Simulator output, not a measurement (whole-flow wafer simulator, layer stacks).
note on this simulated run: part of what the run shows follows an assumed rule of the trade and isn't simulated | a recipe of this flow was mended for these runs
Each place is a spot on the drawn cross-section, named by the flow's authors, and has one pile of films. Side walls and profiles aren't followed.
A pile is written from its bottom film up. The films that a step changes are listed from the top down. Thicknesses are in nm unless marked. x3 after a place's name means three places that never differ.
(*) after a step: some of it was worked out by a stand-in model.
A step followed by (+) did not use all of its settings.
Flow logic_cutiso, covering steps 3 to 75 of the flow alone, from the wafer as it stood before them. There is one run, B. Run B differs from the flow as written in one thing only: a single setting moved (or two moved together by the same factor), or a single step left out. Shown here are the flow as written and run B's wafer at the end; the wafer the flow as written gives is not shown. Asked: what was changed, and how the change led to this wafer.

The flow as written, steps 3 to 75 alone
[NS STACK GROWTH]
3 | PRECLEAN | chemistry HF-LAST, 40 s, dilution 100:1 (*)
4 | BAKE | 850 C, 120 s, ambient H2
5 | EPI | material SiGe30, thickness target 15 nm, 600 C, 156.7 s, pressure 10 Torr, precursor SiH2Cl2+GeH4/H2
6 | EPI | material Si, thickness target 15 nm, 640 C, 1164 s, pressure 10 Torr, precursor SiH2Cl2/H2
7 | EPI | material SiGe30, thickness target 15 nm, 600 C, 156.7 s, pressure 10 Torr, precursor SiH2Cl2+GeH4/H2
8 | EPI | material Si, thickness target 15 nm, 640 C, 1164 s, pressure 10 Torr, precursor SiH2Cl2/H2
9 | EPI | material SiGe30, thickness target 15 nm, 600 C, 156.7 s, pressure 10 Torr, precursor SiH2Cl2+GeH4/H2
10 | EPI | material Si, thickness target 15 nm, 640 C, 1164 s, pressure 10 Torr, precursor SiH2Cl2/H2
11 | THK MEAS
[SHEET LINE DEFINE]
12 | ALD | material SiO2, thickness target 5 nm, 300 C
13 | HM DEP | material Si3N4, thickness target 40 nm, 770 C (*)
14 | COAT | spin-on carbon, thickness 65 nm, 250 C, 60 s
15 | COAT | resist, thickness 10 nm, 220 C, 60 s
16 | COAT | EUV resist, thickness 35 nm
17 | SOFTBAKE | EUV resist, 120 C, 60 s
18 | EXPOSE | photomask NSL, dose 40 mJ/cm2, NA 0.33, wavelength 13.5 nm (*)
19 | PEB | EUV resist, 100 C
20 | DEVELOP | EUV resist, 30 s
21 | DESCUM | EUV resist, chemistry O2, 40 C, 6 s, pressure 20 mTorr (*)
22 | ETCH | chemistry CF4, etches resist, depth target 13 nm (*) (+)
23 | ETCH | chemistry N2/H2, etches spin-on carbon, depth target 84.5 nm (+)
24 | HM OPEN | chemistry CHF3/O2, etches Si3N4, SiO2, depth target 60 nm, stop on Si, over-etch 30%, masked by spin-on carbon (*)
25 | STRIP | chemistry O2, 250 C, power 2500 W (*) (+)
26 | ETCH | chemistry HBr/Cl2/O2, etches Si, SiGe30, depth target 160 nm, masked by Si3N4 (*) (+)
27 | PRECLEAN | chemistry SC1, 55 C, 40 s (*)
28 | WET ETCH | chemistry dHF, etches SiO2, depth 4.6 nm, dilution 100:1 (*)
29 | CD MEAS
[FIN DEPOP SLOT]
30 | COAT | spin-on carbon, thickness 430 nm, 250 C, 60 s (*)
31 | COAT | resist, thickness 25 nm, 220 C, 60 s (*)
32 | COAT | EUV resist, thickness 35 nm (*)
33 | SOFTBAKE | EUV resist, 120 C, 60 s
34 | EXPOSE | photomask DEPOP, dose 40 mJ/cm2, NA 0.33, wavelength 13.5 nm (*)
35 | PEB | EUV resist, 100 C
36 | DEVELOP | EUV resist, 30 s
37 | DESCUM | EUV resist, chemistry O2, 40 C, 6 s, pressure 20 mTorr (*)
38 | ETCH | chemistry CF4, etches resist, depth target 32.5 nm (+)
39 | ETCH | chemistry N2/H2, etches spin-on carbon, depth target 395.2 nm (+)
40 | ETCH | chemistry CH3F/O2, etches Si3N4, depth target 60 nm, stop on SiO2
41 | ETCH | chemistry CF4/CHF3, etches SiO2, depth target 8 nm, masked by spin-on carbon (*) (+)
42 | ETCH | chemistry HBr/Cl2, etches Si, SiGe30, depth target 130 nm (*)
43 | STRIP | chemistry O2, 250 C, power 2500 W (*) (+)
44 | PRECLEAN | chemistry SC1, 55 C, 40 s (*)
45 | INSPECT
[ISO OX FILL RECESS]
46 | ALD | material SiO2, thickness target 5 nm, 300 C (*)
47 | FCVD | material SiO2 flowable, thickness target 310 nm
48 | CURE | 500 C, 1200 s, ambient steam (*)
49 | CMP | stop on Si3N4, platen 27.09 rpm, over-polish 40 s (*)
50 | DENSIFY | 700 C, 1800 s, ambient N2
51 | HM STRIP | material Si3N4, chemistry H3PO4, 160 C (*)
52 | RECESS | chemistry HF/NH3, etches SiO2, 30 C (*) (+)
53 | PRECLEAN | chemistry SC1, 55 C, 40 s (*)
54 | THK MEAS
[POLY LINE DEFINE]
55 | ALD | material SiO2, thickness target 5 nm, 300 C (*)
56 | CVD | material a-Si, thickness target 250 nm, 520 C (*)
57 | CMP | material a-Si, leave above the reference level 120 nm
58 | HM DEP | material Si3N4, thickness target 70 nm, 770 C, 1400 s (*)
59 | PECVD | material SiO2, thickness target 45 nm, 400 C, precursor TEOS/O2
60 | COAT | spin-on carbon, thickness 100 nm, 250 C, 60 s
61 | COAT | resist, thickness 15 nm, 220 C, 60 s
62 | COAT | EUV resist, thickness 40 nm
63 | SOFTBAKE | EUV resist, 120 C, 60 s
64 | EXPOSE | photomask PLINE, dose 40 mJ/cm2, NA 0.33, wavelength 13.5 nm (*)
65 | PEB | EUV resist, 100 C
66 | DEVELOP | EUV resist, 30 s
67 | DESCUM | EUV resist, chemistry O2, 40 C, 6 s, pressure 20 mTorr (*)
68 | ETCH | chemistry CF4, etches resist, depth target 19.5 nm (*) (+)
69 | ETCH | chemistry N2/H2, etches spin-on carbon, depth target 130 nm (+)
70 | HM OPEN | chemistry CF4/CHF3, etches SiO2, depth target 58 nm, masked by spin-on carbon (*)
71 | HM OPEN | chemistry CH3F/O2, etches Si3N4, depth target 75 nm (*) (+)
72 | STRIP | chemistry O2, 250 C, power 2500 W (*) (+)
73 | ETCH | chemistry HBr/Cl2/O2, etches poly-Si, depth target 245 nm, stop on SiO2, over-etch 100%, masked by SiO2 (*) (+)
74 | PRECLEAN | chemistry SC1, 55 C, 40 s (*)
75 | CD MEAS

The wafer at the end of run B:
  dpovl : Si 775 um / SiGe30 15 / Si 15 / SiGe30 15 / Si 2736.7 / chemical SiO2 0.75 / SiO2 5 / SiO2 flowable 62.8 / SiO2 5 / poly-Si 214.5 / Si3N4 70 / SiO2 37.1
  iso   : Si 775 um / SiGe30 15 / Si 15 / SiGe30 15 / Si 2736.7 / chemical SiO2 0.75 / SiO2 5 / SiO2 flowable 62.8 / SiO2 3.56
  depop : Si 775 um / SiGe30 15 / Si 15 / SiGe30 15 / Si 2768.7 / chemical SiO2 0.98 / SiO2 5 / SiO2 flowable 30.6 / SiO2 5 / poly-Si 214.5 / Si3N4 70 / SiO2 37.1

What caused this: step 8, EPI: 832 C was run, though the flow has 640 C.

How this came from the change, step by step:
  8 | EPI | material Si, thickness target 15 nm, 640 C, 1164 s, pressure 10 Torr, precursor SiH2Cl2/H2
      depop, dpovl, gfld and 19 more: Si gains 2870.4 (new film) (in the flow as written it would be: Si gains 15 (new film))
  26 | ETCH | chemistry HBr/Cl2/O2, etches Si, SiGe30, depth target 160 nm, masked by Si3N4 (*) (+)
      dpovl, gfld, gxf, iso, isow, lnri, nsgap: chemical SiO2 loses 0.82 (all of it), Si loses 12 (all of it), SiGe30 loses 15 (all of it), Si loses 133 (in the flow as written it would be: chemical SiO2 loses 0.82 (all of it), Si loses 12 (all of it), SiGe30 loses 15 (all of it), Si loses 15 (all of it), SiGe30 loses 15 (all of it), Si loses 15 (all of it), SiGe30 loses 15 (all of it), Si loses 73)
  42 | ETCH | chemistry HBr/Cl2, etches Si, SiGe30, depth target 130 nm (*)
      depop: Si loses 13.8 (all of it), SiGe30 loses 15 (all of it), Si loses 101.2 (in the flow as written it would be: Si loses 13.8 (all of it), SiGe30 loses 15 (all of it), Si loses 15 (all of it), SiGe30 loses 15 (all of it), Si loses 15 (all of it), SiGe30 loses 15 (all of it), Si loses 41.2)
